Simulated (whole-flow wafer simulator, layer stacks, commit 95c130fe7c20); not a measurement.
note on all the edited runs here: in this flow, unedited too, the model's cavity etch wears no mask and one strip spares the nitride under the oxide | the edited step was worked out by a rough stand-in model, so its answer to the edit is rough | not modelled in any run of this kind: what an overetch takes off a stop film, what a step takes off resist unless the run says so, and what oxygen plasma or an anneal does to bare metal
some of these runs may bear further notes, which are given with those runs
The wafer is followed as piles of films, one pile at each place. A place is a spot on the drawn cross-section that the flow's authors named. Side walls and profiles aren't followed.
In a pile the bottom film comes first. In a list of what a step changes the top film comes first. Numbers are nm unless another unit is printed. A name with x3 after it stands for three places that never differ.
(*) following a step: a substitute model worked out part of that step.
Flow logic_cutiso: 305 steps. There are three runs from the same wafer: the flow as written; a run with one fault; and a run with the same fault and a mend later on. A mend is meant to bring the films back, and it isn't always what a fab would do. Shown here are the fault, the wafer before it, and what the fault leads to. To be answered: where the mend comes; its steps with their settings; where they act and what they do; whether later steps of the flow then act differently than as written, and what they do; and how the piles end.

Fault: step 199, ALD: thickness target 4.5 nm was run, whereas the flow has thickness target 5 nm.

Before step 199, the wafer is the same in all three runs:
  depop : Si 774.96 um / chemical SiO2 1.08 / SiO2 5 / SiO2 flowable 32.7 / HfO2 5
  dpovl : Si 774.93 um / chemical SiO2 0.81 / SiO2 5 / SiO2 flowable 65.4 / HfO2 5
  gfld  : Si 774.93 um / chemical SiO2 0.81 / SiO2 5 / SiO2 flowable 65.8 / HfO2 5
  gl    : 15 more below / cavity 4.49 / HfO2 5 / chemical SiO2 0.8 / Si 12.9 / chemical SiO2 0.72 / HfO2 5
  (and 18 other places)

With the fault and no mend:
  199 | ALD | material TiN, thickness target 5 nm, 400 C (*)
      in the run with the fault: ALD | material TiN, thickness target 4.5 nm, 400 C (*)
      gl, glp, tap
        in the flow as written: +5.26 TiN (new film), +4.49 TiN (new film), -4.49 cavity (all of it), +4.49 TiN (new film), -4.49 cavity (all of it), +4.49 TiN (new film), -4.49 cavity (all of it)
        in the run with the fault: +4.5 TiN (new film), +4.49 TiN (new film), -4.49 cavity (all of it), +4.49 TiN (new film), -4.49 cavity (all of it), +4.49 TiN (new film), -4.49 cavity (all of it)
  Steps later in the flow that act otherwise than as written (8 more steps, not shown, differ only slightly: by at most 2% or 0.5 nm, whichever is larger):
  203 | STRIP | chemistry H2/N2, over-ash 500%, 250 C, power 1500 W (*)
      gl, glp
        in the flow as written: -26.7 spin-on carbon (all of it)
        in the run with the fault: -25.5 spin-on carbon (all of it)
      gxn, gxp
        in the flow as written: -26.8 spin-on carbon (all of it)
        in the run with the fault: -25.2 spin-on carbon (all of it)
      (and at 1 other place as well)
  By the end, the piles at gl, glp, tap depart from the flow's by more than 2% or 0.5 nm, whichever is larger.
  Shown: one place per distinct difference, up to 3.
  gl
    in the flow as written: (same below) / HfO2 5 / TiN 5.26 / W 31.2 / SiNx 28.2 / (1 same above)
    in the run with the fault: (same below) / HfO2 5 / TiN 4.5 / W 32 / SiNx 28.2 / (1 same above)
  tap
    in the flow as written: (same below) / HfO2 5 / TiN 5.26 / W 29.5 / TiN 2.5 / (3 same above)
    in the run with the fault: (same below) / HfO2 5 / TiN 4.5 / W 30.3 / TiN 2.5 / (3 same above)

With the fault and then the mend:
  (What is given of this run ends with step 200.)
  The mend stands after step 199.
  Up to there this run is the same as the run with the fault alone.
  199a | ALD | material TiN, thickness target 0.5 nm, 400 C (*) (the flow's step 199 again, with other settings)
      depop, dpovl, gfld and 19 more
        +0.5 TiN
  Later steps of the flow up to step 200 that are run all act as written at every place that is followed, up to a difference of at most 2% or 0.5 nm, whichever is larger.
  Once step 200 is done, the piles differ only a little from the flow's at the places that both follow, at most by 2% or 0.5 nm, whichever is larger.
